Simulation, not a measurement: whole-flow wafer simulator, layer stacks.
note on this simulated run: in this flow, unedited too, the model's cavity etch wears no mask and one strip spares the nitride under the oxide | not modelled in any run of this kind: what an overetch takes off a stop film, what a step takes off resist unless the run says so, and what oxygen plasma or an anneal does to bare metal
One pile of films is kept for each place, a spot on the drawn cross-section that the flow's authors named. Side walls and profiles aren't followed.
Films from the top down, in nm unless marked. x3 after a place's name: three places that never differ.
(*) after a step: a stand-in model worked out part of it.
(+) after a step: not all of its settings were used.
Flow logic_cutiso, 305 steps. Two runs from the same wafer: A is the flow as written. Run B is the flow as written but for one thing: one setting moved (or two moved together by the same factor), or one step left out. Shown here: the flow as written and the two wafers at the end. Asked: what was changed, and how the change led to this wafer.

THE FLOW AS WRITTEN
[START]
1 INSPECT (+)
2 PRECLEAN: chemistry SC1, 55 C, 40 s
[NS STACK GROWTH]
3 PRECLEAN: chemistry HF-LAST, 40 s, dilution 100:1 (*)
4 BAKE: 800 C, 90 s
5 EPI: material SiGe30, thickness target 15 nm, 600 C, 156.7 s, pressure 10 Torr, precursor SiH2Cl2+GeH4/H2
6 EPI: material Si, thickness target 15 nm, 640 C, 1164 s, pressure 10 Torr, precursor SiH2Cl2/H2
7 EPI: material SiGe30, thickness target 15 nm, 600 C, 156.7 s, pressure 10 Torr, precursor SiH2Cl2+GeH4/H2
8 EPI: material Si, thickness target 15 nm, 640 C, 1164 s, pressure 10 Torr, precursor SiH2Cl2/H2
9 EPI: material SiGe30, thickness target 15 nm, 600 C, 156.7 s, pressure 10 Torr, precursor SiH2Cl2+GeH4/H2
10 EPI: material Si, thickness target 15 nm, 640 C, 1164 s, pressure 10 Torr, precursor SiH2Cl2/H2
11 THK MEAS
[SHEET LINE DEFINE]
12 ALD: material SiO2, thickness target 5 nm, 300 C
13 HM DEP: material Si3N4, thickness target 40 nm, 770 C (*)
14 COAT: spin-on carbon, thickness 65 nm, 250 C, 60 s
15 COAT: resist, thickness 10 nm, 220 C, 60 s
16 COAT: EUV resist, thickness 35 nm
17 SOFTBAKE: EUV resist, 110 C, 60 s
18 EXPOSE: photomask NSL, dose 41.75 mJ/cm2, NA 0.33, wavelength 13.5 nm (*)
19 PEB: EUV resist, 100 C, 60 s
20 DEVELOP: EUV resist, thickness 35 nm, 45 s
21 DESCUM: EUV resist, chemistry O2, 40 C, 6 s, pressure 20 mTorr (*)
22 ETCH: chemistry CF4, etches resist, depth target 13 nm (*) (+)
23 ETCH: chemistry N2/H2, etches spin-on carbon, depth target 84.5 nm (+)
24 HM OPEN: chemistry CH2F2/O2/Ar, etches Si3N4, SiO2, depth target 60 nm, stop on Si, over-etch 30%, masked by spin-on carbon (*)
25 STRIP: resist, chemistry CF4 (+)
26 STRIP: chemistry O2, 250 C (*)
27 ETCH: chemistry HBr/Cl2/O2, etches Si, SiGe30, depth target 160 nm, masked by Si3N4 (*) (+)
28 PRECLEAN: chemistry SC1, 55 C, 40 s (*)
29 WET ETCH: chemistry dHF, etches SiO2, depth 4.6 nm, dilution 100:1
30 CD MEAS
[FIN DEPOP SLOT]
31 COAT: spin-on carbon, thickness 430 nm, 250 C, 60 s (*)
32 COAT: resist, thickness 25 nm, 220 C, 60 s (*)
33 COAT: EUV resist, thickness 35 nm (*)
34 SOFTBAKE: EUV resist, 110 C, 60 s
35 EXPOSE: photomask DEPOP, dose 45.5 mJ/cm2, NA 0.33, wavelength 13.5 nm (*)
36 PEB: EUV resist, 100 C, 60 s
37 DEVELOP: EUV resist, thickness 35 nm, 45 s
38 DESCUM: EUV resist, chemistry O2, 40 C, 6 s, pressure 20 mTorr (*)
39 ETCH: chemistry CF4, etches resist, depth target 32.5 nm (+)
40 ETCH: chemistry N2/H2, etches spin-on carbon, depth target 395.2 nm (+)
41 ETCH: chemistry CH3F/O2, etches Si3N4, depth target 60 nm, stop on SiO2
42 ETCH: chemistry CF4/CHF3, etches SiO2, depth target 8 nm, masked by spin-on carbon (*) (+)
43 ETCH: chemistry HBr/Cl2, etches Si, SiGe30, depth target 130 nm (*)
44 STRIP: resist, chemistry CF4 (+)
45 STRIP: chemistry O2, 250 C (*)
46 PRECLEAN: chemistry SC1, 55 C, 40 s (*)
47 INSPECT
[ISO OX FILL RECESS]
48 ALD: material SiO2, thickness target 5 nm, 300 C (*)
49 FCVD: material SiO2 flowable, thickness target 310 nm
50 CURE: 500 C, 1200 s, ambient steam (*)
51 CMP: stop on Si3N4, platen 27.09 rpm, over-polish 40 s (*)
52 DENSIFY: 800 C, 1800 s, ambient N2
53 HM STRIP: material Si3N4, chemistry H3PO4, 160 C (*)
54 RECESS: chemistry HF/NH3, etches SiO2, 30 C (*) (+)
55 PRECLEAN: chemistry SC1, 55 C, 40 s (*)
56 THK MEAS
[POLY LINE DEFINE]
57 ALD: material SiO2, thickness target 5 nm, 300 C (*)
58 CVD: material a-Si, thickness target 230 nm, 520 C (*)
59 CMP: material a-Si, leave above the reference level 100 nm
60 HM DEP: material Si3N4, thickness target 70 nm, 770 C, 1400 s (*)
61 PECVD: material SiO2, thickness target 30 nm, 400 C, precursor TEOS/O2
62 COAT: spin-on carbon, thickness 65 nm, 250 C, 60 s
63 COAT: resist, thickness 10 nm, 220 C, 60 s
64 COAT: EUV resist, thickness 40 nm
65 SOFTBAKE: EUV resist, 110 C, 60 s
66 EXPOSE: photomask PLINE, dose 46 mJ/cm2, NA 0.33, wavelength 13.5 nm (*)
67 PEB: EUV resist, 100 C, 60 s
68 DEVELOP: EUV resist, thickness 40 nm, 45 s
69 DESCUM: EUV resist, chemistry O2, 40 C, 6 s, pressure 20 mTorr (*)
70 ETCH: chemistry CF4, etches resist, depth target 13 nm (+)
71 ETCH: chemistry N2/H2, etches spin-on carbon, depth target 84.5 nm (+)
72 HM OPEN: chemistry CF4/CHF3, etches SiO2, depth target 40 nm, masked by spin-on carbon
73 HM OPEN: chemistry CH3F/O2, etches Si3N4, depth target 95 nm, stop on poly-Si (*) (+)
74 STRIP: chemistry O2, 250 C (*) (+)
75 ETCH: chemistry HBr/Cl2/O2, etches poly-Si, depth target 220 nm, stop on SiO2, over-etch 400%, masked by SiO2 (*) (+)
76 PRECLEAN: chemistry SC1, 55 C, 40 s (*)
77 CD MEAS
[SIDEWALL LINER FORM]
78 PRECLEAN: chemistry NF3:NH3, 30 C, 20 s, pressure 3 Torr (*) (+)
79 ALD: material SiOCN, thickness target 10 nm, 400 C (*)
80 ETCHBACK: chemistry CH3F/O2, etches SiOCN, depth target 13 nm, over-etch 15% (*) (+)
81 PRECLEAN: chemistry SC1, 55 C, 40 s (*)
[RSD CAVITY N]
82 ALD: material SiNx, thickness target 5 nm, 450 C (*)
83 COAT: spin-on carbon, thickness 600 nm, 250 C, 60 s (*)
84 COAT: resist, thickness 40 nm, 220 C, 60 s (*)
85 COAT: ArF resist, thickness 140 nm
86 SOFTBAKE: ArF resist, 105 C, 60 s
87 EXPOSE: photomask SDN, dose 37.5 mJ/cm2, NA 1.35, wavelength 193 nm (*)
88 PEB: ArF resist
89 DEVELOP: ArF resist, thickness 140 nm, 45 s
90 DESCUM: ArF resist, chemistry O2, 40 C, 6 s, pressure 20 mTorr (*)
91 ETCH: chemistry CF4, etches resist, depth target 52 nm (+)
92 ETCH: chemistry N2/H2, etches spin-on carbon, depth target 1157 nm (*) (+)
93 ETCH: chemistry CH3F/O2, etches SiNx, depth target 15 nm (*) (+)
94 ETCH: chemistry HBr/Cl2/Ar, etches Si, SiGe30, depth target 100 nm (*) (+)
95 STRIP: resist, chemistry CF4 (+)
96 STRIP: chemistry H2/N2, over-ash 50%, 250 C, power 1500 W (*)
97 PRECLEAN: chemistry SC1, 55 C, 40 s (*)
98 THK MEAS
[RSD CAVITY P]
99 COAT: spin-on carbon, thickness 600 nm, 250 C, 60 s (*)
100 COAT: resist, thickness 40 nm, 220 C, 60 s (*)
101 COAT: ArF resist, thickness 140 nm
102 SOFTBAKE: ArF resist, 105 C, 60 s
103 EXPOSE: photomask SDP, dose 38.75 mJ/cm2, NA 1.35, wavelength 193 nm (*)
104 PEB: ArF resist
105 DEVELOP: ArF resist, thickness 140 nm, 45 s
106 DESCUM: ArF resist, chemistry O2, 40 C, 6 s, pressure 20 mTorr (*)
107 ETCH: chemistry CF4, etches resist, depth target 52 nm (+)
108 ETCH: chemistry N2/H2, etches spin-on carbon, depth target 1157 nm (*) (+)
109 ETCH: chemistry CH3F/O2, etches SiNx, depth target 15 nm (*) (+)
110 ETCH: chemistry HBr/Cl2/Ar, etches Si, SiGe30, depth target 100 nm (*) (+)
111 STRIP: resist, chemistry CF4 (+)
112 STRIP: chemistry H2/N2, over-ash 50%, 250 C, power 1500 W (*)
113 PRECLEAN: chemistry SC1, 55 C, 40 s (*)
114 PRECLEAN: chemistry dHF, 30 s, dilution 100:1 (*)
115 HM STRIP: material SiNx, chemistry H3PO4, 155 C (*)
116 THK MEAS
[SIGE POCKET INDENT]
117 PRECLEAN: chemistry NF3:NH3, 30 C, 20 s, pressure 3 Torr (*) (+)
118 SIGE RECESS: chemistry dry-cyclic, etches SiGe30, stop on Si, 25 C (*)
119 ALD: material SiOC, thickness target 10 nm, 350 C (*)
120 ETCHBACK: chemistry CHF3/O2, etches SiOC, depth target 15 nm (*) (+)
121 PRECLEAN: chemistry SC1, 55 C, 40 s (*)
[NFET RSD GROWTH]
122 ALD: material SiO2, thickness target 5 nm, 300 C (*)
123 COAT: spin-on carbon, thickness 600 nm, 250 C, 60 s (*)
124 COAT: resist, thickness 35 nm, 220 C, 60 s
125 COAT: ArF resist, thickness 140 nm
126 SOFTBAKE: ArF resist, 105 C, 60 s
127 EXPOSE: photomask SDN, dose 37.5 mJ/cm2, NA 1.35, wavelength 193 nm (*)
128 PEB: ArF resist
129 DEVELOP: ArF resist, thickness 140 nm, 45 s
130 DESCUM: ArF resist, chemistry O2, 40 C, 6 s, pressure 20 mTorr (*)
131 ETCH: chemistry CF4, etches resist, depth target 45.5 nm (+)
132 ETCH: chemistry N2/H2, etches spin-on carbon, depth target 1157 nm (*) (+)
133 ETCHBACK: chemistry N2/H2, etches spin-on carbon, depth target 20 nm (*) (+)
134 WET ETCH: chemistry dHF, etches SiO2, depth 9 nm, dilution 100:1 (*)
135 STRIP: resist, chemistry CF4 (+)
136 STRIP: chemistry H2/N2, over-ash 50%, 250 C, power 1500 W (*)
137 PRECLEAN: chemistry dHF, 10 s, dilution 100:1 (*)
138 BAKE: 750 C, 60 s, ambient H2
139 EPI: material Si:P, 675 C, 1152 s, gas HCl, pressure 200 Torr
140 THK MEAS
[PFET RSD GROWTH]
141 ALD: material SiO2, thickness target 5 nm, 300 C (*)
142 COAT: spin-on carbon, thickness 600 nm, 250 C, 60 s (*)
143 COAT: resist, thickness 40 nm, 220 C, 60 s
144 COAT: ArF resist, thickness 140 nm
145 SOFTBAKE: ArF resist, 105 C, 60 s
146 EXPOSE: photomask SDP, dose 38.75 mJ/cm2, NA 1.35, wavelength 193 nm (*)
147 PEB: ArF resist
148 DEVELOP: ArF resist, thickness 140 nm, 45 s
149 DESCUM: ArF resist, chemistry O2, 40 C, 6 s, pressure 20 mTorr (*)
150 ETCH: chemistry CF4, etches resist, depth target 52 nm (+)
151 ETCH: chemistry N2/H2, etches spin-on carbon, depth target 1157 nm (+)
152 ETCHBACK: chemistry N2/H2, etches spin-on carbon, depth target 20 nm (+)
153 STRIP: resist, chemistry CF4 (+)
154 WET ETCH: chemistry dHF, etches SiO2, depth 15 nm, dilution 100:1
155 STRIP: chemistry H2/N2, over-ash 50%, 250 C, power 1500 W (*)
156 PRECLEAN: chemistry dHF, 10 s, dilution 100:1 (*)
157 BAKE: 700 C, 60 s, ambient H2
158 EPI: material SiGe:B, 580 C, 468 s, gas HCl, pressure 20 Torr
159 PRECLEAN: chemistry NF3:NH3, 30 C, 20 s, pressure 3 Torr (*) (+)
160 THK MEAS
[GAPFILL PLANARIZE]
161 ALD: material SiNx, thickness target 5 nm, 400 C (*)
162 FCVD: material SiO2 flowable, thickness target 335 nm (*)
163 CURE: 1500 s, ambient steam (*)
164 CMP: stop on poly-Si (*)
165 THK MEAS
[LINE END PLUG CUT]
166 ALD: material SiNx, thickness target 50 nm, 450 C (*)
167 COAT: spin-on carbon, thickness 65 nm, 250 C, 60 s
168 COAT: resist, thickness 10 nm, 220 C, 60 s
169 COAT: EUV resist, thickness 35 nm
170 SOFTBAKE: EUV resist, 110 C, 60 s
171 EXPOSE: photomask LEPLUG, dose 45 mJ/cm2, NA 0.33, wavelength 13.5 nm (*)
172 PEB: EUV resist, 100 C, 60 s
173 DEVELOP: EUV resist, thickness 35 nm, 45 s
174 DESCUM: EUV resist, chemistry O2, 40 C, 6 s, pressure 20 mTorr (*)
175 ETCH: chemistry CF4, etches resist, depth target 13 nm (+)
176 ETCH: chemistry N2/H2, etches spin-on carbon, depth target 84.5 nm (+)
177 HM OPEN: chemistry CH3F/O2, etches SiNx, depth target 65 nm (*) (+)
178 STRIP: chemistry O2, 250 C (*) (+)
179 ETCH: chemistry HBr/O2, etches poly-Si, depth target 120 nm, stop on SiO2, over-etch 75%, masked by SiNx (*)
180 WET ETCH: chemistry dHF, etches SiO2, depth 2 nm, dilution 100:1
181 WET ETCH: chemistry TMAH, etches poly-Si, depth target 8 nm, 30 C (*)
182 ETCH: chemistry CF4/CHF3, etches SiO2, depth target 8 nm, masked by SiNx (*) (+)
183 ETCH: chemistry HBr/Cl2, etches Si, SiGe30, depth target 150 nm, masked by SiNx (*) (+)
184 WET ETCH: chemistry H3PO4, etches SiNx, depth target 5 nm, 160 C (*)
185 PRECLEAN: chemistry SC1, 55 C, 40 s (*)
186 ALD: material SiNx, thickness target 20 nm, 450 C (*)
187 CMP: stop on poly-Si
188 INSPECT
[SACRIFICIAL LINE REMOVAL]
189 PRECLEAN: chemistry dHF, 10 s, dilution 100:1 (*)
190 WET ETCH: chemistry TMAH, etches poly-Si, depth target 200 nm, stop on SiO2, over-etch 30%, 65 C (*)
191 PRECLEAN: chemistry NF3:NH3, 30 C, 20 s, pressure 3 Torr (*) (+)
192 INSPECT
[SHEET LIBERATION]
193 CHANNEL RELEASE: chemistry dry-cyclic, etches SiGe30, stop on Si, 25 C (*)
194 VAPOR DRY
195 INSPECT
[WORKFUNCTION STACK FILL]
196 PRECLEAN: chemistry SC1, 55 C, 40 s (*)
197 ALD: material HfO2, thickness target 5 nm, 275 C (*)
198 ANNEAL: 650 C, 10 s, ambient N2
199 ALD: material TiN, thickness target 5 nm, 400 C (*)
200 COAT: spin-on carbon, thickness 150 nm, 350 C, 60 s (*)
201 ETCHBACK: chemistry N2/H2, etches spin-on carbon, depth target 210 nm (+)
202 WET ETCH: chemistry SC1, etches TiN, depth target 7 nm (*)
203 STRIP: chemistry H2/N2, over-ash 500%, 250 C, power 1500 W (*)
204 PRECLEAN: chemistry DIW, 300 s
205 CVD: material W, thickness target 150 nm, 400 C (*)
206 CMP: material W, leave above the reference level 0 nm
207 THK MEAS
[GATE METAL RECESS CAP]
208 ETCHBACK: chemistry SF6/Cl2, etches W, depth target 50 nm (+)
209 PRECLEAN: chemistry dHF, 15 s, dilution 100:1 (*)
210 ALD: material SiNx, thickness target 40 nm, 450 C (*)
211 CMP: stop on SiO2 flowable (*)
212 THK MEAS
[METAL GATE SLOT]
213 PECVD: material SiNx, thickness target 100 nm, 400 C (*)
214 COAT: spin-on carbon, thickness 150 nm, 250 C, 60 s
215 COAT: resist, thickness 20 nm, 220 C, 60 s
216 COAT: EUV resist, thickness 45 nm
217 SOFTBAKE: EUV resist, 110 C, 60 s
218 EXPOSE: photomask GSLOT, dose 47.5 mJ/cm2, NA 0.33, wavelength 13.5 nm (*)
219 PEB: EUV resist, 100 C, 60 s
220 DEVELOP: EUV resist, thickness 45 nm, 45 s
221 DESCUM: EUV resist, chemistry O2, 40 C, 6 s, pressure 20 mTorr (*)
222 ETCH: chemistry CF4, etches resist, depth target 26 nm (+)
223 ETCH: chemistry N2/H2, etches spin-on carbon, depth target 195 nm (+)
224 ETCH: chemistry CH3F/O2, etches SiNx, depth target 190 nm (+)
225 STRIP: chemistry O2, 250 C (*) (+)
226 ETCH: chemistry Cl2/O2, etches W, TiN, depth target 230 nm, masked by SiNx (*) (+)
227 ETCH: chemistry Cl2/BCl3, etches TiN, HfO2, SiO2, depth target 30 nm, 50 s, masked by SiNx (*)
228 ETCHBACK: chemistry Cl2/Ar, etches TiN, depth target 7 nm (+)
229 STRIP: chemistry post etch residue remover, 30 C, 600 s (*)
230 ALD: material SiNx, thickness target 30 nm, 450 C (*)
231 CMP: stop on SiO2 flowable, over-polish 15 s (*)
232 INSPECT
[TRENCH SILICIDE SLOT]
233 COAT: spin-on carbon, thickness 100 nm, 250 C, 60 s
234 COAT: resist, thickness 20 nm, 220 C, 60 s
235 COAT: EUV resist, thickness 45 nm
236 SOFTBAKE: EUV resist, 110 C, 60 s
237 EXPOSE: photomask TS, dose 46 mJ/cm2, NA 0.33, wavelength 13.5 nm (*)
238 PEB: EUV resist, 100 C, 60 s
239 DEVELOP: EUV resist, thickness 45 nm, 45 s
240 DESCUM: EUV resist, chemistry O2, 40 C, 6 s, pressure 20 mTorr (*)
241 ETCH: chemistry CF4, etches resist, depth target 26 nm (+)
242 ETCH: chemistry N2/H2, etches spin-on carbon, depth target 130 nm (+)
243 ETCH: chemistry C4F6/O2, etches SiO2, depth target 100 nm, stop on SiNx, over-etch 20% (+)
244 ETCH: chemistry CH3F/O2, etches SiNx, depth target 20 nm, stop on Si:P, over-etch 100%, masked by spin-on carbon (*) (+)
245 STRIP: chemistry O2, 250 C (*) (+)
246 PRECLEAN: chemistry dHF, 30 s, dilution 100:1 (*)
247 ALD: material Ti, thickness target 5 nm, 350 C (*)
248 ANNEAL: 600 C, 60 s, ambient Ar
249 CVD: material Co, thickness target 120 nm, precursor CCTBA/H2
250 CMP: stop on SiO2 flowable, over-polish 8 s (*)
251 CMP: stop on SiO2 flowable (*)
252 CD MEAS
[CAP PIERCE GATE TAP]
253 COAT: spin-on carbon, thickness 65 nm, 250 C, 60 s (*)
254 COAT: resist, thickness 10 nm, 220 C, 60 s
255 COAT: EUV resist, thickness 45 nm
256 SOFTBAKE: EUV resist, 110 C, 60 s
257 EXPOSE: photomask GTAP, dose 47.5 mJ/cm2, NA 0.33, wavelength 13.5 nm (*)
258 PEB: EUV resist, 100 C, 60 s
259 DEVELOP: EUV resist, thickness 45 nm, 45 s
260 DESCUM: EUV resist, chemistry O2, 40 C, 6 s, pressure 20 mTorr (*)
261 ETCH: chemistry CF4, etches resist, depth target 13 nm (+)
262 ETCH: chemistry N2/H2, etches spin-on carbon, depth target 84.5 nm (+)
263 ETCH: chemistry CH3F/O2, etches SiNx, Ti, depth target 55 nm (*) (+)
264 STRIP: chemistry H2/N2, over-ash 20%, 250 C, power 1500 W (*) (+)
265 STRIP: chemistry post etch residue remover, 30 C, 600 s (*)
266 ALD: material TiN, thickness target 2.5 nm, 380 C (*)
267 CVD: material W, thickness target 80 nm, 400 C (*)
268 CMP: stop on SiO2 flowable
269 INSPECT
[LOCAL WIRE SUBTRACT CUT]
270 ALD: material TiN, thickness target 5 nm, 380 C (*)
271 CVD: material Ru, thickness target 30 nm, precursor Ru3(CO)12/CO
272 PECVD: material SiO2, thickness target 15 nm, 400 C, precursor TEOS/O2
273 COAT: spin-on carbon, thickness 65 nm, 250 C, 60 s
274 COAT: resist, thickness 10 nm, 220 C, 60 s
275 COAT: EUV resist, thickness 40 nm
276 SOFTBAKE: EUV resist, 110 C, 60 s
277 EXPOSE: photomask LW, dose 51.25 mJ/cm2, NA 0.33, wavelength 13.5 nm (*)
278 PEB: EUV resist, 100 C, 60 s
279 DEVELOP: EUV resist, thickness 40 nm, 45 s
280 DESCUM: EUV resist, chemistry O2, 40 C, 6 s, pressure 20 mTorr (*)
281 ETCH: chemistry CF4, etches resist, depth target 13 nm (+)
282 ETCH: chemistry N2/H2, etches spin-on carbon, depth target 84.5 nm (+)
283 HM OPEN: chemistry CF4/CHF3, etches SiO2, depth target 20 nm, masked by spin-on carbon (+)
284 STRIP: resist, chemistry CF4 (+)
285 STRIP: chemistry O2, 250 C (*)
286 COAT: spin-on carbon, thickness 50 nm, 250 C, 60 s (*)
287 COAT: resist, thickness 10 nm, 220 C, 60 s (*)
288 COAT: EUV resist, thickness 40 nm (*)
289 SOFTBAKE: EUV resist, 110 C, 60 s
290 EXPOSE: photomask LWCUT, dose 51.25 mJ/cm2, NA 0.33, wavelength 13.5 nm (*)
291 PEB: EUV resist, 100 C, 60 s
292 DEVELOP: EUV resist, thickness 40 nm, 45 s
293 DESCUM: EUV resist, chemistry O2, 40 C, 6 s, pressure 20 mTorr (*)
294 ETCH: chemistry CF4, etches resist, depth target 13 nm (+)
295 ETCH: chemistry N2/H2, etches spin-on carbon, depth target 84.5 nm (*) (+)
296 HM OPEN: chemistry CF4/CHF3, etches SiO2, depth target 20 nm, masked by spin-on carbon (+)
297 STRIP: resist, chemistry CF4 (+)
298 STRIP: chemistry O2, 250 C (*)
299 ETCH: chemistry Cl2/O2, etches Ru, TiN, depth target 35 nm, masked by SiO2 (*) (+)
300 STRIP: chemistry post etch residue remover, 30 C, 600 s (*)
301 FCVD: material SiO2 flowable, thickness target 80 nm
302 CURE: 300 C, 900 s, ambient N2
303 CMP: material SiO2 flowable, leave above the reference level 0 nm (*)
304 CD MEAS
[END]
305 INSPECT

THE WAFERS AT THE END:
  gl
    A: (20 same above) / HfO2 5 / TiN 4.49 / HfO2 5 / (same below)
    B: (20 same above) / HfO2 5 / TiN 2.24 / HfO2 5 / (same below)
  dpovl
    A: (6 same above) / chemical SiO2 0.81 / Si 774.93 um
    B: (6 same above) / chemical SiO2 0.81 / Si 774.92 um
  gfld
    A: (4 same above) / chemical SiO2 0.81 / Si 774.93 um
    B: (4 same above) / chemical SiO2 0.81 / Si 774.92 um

The cause: step 5, EPI: 133.2 s was run, where the flow has 156.7 s.

How the change led to this, step by step:
  5 EPI: material SiGe30, thickness target 15 nm, 600 C, 156.7 s, pressure 10 Torr, precursor SiH2Cl2+GeH4/H2
      depop, dpovl, gfld and 19 more: A SiGe30 +15 (new film) | B SiGe30 +12.8 (new film)
  27 ETCH: chemistry HBr/Cl2/O2, etches Si, SiGe30, depth target 160 nm, masked by Si3N4 (*) (+)
      gfld, gxf, iso, lnri: A chemical SiO2 -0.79 (all of it), Si -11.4 (all of it), SiGe30 -15 (all of it), Si -15 (all of it), SiGe30 -15 (all of it), Si -15 (all of it), SiGe30 -15 (all of it), Si -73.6 | B chemical SiO2 -0.79 (all of it), Si -11.4 (all of it), SiGe30 -15 (all of it), Si -15 (all of it), SiGe30 -15 (all of it), Si -15 (all of it), SiGe30 -12.8 (all of it), Si -75.9
      dpovl, nsgap: A chemical SiO2 -0.79 (all of it), Si -11.8 (all of it), SiGe30 -15 (all of it), Si -15 (all of it), SiGe30 -15 (all of it), Si -15 (all of it), SiGe30 -15 (all of it), Si -73.2 | B chemical SiO2 -0.79 (all of it), Si -11.8 (all of it), SiGe30 -15 (all of it), Si -15 (all of it), SiGe30 -15 (all of it), Si -15 (all of it), SiGe30 -12.8 (all of it), Si -75.5
      (and at 1 more place)
  43 ETCH: chemistry HBr/Cl2, etches Si, SiGe30, depth target 130 nm (*)
      depop: A Si -14 (all of it), SiGe30 -15 (all of it), Si -15 (all of it), SiGe30 -15 (all of it), Si -15 (all of it), SiGe30 -15 (all of it), Si -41 | B Si -14 (all of it), SiGe30 -15 (all of it), Si -15 (all of it), SiGe30 -15 (all of it), Si -15 (all of it), SiGe30 -12.8 (all of it), Si -43.2
  94 ETCH: chemistry HBr/Cl2/Ar, etches Si, SiGe30, depth target 100 nm (*) (+)
      rsdn, rsdx: A chemical SiO2 -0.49 (all of it), Si -12.8 (all of it), SiGe30 -15 (all of it), Si -15 (all of it), SiGe30 -15 (all of it), Si -15 (all of it), SiGe30 -15 (all of it), Si -12.2 | B chemical SiO2 -0.49 (all of it), Si -12.8 (all of it), SiGe30 -15 (all of it), Si -15 (all of it), SiGe30 -15 (all of it), Si -15 (all of it), SiGe30 -12.8 (all of it), Si -14.4
  110 ETCH: chemistry HBr/Cl2/Ar, etches Si, SiGe30, depth target 100 nm (*) (+)
      rsdp, rsdw: A chemical SiO2 -0.49 (all of it), Si -12.8 (all of it), SiGe30 -15 (all of it), Si -15 (all of it), SiGe30 -15 (all of it), Si -15 (all of it), SiGe30 -15 (all of it), Si -12.2 | B chemical SiO2 -0.49 (all of it), Si -12.8 (all of it), SiGe30 -15 (all of it), Si -15 (all of it), SiGe30 -15 (all of it), Si -15 (all of it), SiGe30 -12.8 (all of it), Si -14.4
  118 SIGE RECESS: chemistry dry-cyclic, etches SiGe30, stop on Si, 25 C (*)
      lnr, lnrp, lnrt: A SiOCN -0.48, Si -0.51, cavity +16 (new film), SiGe30 -15 (all of it), Si -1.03, cavity +16 (new film), SiGe30 -15 (all of it), Si -1.03, cavity +16 (new film), SiGe30 -15 (all of it), Si -0.51 | B SiOCN -0.48, Si -0.51, cavity +16 (new film), SiGe30 -15 (all of it), Si -1.03, cavity +16 (new film), SiGe30 -15 (all of it), Si -1.03, cavity +13.8 (new film), SiGe30 -12.8 (all of it), Si -0.51
  119 ALD: material SiOC, thickness target 10 nm, 350 C (*)
      lnr, lnrp, lnrt: A SiOC +10 (new film), SiOC +16 (new film), cavity -16 (all of it), SiOC +16 (new film), cavity -16 (all of it), SiOC +16 (new film), cavity -16 (all of it) | B SiOC +10 (new film), SiOC +16 (new film), cavity -16 (all of it), SiOC +16 (new film), cavity -16 (all of it), SiOC +13.8 (new film), cavity -13.8 (all of it)
  183 ETCH: chemistry HBr/Cl2, etches Si, SiGe30, depth target 150 nm, masked by SiNx (*) (+)
      plug: A Si -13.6 (all of it), SiGe30 -15 (all of it), Si -15 (all of it), SiGe30 -15 (all of it), Si -15 (all of it), SiGe30 -15 (all of it), Si -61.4 | B Si -13.6 (all of it), SiGe30 -15 (all of it), Si -15 (all of it), SiGe30 -15 (all of it), Si -15 (all of it), SiGe30 -12.8 (all of it), Si -63.7
  193 CHANNEL RELEASE: chemistry dry-cyclic, etches SiGe30, stop on Si, 25 C (*)
      gl, glp, gxn, gxp, ns, tap: A chemical SiO2 +0.8 (new film), Si -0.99, chemical SiO2 +0.8 (new film), cavity +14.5 (new film), chemical SiO2 +0.8 (new film), SiGe30 -15 (all of it), Si -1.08, chemical SiO2 +0.8 (new film), cavity +14.5 (new film), chemical SiO2 +0.8 (new film), SiGe30 -15 (all of it), Si -1.08, chemical SiO2 +0.8 (new film), cavity +14.5 (new film), chemical SiO2 +0.8 (new film), SiGe30 -15 (all of it), Si -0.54 | B chemical SiO2 +0.8 (new film), Si -0.99, chemical SiO2 +0.8 (new film), cavity +14.5 (new film), chemical SiO2 +0.8 (new film), SiGe30 -15 (all of it), Si -1.08, chemical SiO2 +0.8 (new film), cavity +14.5 (new film), chemical SiO2 +0.8 (new film), SiGe30 -15 (all of it), Si -1.08, chemical SiO2 +0.8 (new film), cavity +12.2 (new film), chemical SiO2 +0.8 (new film), SiGe30 -12.8 (all of it), Si -0.54
  199 ALD: material TiN, thickness target 5 nm, 400 C (*)
      gl, glp, tap: A TiN +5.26 (new film), TiN +4.49 (new film), cavity -4.49 (all of it), TiN +4.49 (new film), cavity -4.49 (all of it), TiN +4.49 (new film), cavity -4.49 (all of it) | B TiN +5.26 (new film), TiN +4.49 (new film), cavity -4.49 (all of it), TiN +4.49 (new film), cavity -4.49 (all of it), TiN +2.24 (new film), cavity -2.24 (all of it)
      gxn, gxp, ns: A TiN +5 (new film), TiN +4.49 (new film), cavity -4.49 (all of it), TiN +4.49 (new film), cavity -4.49 (all of it), TiN +4.49 (new film), cavity -4.49 (all of it) | B TiN +5 (new film), TiN +4.49 (new film), cavity -4.49 (all of it), TiN +4.49 (new film), cavity -4.49 (all of it), TiN +2.24 (new film), cavity -2.24 (all of it)
